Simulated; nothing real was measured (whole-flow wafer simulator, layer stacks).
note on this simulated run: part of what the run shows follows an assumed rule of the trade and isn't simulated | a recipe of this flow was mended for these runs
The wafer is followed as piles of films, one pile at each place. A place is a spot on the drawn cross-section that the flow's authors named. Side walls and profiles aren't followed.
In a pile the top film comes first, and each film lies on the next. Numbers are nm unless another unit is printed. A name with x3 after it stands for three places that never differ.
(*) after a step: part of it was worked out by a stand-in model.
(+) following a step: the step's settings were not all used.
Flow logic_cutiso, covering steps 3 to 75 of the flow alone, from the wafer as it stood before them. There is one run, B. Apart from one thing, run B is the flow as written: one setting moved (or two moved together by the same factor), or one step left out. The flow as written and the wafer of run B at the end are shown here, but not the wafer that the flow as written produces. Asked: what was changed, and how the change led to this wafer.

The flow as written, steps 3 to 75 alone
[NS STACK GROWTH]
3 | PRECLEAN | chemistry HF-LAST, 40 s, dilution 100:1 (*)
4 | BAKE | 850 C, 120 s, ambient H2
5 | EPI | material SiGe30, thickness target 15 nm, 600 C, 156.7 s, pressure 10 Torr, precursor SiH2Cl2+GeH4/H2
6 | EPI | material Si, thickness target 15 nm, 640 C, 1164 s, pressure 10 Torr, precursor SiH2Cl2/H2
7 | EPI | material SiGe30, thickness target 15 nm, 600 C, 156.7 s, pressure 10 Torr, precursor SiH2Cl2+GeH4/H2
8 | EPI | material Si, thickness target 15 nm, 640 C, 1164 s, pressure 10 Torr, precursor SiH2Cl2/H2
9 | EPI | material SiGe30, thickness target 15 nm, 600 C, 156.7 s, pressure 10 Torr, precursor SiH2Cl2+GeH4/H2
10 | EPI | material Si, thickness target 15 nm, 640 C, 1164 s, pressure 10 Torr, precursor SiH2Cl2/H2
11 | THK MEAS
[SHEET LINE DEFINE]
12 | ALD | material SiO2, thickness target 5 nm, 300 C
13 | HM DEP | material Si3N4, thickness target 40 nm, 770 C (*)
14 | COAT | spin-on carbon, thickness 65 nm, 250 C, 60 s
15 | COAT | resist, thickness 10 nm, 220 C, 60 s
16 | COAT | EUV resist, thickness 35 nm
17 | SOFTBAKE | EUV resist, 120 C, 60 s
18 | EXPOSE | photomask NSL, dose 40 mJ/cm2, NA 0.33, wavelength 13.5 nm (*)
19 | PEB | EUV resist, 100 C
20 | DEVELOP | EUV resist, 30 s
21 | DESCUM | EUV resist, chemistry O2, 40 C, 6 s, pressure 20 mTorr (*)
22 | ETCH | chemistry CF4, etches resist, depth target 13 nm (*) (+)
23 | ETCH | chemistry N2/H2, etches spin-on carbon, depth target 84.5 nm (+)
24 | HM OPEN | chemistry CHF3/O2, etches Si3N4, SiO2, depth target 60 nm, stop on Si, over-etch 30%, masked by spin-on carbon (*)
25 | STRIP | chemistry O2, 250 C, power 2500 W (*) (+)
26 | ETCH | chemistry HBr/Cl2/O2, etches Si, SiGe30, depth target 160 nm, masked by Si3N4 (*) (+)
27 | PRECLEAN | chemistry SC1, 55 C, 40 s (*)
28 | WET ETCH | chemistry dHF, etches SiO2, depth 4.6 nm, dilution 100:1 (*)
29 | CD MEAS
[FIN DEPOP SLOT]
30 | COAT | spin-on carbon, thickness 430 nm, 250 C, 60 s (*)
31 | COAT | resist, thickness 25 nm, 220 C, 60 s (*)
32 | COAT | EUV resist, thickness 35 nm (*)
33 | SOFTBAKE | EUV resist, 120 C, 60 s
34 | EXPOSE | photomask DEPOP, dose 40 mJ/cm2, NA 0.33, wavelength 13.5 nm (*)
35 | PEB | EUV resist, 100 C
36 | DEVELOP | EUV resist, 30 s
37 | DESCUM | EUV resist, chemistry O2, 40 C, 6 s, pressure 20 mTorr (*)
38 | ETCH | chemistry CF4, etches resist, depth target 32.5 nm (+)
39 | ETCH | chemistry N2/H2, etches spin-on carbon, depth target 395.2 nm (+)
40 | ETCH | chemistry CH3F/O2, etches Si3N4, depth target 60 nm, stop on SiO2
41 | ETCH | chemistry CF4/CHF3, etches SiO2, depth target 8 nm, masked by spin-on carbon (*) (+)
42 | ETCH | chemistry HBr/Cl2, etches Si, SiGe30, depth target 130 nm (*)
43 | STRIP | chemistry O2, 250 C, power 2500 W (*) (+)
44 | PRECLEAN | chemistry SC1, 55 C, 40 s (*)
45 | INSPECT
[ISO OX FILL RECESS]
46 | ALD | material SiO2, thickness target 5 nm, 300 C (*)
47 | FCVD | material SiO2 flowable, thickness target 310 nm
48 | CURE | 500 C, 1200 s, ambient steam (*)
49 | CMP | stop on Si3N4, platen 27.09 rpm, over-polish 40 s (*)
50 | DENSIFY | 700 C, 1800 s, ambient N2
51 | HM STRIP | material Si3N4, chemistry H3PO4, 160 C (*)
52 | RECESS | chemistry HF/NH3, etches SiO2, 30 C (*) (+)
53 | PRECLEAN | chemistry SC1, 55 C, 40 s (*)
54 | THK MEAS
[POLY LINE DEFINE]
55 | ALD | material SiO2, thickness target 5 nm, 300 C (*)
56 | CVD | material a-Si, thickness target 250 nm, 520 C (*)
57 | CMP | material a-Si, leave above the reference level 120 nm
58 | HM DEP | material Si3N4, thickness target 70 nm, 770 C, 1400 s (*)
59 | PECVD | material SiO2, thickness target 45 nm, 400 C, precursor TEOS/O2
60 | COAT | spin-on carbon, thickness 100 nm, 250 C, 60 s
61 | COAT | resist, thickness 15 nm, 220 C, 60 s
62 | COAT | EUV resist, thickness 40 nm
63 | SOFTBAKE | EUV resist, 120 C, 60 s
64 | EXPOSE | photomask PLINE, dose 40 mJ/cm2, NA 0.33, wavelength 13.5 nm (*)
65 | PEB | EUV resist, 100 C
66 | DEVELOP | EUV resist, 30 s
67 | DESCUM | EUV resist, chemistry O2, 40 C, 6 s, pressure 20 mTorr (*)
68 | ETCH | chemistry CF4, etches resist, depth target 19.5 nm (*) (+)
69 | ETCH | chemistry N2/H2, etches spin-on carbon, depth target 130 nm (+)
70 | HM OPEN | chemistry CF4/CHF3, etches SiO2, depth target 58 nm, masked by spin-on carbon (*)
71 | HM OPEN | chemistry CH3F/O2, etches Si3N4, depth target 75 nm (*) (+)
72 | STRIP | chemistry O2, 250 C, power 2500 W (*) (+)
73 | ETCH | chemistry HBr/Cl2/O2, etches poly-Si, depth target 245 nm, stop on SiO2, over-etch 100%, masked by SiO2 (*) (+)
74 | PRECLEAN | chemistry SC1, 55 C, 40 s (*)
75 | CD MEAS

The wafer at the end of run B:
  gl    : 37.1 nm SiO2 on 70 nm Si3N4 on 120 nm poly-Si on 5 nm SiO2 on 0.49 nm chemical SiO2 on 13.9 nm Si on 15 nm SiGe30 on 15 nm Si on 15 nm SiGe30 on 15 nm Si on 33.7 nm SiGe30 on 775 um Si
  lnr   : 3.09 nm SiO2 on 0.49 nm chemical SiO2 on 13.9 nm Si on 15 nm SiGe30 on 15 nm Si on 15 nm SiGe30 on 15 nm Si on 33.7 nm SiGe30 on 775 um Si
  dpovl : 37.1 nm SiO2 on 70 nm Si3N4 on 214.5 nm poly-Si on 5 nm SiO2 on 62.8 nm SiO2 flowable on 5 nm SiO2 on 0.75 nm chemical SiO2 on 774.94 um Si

What caused this: step 5, EPI: 645 C was run, while the flow as written has 600 C.

How this came from the change, step by step:
  5 | EPI | material SiGe30, thickness target 15 nm, 600 C, 156.7 s, pressure 10 Torr, precursor SiH2Cl2+GeH4/H2
      depop, dpovl, gfld and 19 more: +33.7 SiGe30 (new film) (as written it would have been: +15 SiGe30 (new film))
  26 | ETCH | chemistry HBr/Cl2/O2, etches Si, SiGe30, depth target 160 nm, masked by Si3N4 (*) (+)
      dpovl, gfld, gxf, iso, isow, lnri, nsgap: -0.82 chemical SiO2 (all of it), -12 Si (all of it), -15 SiGe30 (all of it), -15 Si (all of it), -15 SiGe30 (all of it), -15 Si (all of it), -33.7 SiGe30 (all of it), -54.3 Si (as written it would have been: -0.82 chemical SiO2 (all of it), -12 Si (all of it), -15 SiGe30 (all of it), -15 Si (all of it), -15 SiGe30 (all of it), -15 Si (all of it), -15 SiGe30 (all of it), -73 Si)
  42 | ETCH | chemistry HBr/Cl2, etches Si, SiGe30, depth target 130 nm (*)
      depop: -13.8 Si (all of it), -15 SiGe30 (all of it), -15 Si (all of it), -15 SiGe30 (all of it), -15 Si (all of it), -33.7 SiGe30 (all of it), -22.5 Si (as written it would have been: -13.8 Si (all of it), -15 SiGe30 (all of it), -15 Si (all of it), -15 SiGe30 (all of it), -15 Si (all of it), -15 SiGe30 (all of it), -41.2 Si)
